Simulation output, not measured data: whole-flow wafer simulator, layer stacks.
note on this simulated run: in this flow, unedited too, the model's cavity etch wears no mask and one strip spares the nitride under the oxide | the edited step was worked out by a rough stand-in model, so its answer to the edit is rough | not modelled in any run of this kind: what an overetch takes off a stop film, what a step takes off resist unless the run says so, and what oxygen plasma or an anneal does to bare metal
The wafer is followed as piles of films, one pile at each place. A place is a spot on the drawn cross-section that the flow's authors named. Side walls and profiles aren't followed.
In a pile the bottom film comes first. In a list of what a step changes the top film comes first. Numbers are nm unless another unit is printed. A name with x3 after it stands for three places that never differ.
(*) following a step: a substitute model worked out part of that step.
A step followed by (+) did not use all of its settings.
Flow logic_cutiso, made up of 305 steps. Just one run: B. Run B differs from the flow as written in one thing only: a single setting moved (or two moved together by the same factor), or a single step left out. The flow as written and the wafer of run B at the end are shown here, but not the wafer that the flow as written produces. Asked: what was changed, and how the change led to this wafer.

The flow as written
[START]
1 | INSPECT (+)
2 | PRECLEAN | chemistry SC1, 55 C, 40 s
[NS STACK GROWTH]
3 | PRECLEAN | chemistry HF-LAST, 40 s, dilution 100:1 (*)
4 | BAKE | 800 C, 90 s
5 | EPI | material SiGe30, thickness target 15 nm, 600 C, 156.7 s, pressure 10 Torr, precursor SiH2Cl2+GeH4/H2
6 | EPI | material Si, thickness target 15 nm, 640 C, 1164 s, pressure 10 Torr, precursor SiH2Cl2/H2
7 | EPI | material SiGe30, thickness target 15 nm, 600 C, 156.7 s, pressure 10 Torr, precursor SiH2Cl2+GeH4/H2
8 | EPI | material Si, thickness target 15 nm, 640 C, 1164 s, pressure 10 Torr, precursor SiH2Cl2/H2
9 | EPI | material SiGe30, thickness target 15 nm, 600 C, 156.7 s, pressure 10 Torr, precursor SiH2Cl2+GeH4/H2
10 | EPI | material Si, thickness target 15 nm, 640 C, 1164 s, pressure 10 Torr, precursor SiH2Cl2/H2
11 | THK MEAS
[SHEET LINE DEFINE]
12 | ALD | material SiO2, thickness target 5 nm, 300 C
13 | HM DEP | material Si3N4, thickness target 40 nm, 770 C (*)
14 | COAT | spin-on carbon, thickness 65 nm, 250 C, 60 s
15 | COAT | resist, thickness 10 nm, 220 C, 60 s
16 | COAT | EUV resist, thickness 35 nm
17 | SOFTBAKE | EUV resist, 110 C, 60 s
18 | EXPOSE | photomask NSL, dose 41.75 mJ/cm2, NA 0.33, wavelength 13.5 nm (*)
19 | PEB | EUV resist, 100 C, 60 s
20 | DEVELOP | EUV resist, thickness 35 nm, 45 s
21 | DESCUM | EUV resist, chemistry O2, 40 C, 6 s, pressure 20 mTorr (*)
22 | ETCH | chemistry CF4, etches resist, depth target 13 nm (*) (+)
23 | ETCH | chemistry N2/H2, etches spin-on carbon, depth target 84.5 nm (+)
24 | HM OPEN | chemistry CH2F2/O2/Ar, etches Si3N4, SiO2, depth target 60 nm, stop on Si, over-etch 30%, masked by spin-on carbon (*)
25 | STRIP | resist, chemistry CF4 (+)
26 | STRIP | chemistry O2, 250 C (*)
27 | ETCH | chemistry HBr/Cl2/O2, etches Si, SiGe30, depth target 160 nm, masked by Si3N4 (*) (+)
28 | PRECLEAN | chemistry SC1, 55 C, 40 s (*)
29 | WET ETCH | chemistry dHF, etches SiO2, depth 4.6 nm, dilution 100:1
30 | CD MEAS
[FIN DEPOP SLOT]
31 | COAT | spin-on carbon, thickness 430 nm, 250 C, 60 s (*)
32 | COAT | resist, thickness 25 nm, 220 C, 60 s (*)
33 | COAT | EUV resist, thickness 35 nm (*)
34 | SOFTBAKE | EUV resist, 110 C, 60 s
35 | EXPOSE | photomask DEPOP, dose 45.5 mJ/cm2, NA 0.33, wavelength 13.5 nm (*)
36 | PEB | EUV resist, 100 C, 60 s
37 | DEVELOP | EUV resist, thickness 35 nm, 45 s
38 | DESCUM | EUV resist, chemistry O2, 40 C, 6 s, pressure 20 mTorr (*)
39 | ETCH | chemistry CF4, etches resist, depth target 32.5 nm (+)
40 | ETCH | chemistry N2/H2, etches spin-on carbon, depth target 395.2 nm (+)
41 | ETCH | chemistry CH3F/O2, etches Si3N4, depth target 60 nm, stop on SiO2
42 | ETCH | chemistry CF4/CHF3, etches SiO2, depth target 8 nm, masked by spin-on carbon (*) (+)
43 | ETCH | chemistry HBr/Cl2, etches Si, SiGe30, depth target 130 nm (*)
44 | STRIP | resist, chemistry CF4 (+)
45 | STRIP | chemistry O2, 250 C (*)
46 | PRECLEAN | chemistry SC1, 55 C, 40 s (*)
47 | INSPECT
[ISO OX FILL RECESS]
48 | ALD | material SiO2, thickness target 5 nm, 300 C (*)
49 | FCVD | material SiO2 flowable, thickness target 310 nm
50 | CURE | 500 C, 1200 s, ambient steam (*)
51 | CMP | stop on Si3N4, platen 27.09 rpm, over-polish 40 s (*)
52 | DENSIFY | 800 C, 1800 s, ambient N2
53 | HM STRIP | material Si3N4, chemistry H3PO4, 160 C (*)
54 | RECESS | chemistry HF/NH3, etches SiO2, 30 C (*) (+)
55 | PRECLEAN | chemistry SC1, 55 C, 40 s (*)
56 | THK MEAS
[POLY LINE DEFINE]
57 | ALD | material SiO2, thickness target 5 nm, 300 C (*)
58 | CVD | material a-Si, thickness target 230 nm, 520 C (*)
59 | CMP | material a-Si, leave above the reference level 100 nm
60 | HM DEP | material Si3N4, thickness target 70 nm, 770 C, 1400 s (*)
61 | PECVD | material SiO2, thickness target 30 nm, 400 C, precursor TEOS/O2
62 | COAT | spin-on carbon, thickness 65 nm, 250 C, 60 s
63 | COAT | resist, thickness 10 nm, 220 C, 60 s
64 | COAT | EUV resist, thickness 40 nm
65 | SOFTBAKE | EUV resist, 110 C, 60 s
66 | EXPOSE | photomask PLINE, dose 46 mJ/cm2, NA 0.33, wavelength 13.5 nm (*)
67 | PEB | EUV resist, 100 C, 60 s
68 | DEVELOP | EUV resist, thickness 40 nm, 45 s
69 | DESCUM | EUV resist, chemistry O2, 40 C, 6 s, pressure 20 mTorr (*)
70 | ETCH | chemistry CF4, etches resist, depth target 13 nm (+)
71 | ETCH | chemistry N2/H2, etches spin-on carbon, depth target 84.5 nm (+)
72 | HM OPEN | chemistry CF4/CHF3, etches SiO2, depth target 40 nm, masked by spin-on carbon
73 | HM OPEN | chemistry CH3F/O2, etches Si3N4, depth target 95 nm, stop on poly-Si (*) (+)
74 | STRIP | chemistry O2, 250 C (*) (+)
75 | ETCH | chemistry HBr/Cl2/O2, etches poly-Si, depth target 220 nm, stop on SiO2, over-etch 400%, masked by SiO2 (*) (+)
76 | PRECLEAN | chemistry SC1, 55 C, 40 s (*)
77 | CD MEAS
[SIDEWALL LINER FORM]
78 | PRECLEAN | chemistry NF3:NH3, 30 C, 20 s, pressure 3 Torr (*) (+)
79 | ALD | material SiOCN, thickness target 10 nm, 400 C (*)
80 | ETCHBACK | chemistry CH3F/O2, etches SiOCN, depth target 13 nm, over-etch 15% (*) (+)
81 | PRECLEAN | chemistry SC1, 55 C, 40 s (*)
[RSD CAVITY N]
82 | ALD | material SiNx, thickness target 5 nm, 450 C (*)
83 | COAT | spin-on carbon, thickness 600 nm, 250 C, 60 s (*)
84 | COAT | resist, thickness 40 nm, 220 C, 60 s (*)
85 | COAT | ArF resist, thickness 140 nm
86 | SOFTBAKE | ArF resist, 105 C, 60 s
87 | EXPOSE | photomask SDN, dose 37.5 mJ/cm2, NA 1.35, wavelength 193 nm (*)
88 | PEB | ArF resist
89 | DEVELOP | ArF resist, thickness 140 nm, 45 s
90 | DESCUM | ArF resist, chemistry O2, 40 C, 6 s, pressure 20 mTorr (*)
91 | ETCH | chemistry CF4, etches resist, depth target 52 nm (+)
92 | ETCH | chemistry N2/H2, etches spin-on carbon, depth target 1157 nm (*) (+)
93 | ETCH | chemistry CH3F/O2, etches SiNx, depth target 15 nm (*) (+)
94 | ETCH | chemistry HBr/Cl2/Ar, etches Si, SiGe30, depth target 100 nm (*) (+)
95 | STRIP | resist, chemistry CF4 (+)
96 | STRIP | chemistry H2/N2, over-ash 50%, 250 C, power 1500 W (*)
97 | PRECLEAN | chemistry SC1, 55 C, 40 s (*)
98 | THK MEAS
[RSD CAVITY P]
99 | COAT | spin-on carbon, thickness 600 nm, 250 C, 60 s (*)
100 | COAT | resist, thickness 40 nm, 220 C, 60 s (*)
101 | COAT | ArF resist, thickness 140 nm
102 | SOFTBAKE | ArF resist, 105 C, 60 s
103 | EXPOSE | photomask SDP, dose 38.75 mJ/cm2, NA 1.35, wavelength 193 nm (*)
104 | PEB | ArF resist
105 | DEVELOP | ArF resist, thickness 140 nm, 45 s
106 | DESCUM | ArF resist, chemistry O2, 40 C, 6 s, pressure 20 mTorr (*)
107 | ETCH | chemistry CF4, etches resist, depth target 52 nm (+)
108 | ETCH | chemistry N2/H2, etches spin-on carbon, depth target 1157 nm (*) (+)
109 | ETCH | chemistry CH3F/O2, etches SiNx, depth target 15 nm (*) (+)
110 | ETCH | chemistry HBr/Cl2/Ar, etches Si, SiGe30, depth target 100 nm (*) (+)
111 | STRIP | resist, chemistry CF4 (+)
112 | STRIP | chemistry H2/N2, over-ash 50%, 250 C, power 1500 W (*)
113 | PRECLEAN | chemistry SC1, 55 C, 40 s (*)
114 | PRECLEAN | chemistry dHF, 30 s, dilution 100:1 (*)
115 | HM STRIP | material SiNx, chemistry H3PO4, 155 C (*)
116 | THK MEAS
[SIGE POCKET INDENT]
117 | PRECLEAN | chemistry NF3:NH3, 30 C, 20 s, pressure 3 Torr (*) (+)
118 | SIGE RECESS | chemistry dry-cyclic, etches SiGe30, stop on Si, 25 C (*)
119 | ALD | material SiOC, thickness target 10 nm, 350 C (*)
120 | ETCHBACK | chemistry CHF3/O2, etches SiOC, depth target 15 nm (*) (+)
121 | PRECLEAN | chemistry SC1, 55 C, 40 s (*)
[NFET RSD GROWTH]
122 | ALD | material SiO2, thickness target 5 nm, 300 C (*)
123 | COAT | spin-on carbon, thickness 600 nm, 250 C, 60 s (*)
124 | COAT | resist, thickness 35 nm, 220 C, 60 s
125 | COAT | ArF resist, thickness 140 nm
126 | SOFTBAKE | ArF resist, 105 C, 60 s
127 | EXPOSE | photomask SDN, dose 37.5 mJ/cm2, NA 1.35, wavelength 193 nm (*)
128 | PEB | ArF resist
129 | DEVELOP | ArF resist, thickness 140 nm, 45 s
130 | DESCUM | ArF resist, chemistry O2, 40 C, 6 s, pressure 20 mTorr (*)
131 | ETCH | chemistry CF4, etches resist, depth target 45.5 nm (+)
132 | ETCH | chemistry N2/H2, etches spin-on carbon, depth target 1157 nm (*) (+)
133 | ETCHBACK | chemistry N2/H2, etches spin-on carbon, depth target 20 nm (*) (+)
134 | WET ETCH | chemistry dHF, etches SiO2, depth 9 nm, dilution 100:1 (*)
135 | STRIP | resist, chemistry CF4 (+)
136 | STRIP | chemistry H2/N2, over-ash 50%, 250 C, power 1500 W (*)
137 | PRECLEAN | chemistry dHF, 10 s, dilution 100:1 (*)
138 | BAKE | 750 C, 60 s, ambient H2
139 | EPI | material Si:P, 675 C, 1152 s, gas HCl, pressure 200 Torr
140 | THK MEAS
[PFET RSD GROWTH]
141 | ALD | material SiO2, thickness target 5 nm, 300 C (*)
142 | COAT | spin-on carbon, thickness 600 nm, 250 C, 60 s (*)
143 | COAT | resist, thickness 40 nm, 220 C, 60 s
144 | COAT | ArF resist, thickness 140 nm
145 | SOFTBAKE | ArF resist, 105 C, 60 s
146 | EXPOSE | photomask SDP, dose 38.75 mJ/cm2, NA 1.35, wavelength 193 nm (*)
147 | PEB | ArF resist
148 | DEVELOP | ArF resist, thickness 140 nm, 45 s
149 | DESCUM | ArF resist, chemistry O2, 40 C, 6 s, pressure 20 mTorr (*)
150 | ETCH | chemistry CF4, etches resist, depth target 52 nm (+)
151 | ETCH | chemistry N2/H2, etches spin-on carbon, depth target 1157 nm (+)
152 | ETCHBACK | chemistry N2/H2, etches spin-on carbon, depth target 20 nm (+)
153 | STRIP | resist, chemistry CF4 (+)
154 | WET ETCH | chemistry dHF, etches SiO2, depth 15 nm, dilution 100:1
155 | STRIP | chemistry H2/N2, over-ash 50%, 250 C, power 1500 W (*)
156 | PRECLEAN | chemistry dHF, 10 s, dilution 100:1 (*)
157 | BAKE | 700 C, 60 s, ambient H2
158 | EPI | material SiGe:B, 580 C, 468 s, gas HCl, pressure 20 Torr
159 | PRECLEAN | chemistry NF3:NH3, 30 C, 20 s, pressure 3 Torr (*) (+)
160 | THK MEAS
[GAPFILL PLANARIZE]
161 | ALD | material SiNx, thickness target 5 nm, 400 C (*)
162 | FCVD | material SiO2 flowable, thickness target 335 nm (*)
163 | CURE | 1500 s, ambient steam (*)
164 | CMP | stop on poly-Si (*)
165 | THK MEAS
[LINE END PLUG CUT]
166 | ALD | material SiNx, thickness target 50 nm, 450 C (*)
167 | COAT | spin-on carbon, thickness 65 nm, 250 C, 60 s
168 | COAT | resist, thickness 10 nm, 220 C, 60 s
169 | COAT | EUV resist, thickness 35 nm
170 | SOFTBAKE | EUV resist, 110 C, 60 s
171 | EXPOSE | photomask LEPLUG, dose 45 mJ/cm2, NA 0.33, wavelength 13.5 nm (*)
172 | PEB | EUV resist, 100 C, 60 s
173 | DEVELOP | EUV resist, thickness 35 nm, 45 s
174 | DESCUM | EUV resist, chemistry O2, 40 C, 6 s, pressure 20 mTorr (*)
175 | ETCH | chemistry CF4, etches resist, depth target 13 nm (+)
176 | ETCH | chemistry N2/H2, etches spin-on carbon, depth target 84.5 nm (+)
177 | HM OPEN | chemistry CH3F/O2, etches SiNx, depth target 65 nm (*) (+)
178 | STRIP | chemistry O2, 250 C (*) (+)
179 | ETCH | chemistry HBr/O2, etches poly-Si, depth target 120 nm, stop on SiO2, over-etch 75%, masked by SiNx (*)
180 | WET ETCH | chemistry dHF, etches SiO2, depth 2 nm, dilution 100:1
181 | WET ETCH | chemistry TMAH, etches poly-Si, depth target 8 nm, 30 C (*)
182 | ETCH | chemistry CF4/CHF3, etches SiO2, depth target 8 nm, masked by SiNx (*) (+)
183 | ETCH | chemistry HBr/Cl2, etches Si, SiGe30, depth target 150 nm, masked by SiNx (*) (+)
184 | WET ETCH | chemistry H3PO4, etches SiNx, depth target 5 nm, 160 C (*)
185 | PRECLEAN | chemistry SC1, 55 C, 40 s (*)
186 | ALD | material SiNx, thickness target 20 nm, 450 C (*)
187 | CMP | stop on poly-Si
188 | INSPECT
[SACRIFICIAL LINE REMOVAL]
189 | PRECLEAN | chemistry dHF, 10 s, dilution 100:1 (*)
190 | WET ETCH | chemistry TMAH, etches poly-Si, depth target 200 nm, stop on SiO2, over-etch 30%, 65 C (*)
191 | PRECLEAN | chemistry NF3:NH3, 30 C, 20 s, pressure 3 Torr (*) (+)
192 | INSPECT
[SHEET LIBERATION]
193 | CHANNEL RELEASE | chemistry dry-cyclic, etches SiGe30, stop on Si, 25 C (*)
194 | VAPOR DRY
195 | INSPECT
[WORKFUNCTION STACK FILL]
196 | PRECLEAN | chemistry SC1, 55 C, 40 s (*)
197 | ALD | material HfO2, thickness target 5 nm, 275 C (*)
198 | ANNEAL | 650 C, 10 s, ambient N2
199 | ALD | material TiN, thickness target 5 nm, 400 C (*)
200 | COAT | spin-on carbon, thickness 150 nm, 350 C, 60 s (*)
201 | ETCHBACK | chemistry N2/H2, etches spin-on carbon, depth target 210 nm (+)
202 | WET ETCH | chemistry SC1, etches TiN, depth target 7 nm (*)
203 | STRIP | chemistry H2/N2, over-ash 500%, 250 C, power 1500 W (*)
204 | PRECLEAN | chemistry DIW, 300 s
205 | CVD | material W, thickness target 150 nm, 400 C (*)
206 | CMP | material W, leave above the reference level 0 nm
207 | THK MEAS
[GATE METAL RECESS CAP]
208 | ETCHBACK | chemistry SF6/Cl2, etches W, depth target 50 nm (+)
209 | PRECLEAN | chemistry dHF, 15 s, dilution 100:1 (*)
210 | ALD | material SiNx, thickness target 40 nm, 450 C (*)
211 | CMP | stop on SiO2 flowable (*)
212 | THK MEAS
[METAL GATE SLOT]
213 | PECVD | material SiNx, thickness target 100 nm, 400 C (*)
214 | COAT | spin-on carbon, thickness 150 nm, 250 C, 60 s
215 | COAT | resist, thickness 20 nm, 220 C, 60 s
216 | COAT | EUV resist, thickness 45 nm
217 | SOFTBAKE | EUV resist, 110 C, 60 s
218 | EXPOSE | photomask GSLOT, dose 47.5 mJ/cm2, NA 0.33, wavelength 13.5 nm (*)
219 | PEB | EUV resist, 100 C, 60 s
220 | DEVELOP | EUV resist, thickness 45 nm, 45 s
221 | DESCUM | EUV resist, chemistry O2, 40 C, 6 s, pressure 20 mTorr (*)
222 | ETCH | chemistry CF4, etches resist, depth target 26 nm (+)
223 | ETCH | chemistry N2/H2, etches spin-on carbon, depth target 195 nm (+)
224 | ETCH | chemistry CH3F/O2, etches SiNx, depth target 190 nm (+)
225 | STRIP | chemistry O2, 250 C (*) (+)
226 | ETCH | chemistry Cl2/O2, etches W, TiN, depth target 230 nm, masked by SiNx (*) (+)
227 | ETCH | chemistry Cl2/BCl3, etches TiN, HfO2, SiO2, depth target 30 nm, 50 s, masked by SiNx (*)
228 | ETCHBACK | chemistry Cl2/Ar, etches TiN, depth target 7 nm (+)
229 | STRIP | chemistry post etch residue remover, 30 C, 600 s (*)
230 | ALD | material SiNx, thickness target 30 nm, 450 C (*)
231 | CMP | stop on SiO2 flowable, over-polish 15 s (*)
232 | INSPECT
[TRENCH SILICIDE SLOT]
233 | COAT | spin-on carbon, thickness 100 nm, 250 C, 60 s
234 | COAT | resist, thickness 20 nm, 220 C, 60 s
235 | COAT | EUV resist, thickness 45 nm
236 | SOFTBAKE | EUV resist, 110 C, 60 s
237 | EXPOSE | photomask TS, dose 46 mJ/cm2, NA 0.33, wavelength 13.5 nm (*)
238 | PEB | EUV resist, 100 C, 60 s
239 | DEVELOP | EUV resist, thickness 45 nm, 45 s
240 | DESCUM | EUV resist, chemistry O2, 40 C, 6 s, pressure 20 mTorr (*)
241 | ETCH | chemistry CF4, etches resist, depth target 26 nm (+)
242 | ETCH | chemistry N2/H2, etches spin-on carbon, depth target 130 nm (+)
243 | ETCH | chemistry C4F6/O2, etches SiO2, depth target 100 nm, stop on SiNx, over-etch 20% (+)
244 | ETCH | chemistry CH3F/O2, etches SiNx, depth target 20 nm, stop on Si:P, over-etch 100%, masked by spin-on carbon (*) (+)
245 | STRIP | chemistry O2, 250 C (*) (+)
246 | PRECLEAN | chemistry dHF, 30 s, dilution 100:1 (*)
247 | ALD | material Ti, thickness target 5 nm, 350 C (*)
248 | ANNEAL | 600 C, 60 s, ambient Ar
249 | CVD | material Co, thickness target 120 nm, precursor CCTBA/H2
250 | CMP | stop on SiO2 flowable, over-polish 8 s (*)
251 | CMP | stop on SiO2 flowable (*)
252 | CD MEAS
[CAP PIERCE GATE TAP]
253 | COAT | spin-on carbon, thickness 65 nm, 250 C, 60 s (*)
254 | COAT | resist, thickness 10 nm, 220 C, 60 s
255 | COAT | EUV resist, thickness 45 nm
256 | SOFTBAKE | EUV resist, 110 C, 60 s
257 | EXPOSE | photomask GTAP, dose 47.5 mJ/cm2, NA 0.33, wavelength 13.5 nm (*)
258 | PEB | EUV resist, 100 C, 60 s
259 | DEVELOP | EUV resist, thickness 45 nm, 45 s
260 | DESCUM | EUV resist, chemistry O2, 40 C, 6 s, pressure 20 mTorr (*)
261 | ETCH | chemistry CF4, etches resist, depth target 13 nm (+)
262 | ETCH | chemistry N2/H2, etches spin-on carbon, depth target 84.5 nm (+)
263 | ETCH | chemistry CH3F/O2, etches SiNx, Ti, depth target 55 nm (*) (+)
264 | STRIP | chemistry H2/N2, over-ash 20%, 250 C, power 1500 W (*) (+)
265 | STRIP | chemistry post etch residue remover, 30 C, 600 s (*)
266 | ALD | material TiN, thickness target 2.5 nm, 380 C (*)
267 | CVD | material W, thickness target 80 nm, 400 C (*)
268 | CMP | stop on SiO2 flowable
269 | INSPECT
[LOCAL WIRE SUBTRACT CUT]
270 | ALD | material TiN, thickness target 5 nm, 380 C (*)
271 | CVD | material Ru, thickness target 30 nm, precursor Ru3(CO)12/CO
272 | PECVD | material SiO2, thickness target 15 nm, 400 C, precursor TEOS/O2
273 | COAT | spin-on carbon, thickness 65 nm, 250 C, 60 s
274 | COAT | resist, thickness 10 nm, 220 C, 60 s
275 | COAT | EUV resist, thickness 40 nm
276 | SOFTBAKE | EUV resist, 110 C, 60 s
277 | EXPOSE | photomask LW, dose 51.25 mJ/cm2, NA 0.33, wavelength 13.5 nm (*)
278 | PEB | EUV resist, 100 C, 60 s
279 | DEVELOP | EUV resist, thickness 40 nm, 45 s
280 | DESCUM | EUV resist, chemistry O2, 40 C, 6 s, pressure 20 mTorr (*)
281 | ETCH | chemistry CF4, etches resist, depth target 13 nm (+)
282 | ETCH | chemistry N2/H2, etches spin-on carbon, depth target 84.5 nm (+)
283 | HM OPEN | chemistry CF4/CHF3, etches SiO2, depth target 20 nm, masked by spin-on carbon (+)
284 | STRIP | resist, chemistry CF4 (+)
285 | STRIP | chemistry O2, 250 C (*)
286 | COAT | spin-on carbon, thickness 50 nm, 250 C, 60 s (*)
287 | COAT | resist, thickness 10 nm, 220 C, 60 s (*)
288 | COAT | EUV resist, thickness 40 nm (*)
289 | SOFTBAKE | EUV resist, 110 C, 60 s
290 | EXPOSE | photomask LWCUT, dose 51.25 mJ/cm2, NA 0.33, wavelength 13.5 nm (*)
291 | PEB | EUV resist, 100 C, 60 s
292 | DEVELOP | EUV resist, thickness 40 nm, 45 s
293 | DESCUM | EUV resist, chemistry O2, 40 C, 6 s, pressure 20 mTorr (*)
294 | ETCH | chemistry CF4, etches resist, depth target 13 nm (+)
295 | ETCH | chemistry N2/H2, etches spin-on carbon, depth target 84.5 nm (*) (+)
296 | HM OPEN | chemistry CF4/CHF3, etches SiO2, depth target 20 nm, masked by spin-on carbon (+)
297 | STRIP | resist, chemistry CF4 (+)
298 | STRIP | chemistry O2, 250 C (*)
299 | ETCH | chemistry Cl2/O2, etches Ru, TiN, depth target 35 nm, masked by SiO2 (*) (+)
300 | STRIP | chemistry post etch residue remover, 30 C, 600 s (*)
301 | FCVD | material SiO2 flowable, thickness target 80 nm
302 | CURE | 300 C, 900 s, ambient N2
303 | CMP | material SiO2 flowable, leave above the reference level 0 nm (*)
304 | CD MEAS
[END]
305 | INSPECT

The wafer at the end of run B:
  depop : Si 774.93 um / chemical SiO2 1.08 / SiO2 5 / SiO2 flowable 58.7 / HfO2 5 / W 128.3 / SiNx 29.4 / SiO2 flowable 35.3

What caused this: step 43, ETCH: depth target 156 nm was run, whereas the flow has depth target 130 nm.

Step by step, how the change led to this:
  43 | ETCH | chemistry HBr/Cl2, etches Si, SiGe30, depth target 130 nm (*)
      dpovl, gl, glp and 16 more: spin-on carbon loses 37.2 (in the flow as written it would be: spin-on carbon loses 32)
      depop: Si loses 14 (all of it), SiGe30 loses 15 (all of it), Si loses 15 (all of it), SiGe30 loses 15 (all of it), Si loses 15 (all of it), SiGe30 loses 15 (all of it), Si loses 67 (in the flow as written it would be: Si loses 14 (all of it), SiGe30 loses 15 (all of it), Si loses 15 (all of it), SiGe30 loses 15 (all of it), Si loses 15 (all of it), SiGe30 loses 15 (all of it), Si loses 41)
      (as well as at 2 more places)
  45 | STRIP | chemistry O2, 250 C (*)
      dpovl: chemical SiO2 gains 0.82 (new film), spin-on carbon loses 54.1 (all of it), Si loses 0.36 (in the flow as written it would be: chemical SiO2 gains 0.82 (new film), spin-on carbon loses 59.3 (all of it), Si loses 0.36)
  49 | FCVD | material SiO2 flowable, thickness target 310 nm
      depop: SiO2 flowable gains 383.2 (new film) (in the flow as written it would be: SiO2 flowable gains 359.9 (new film))
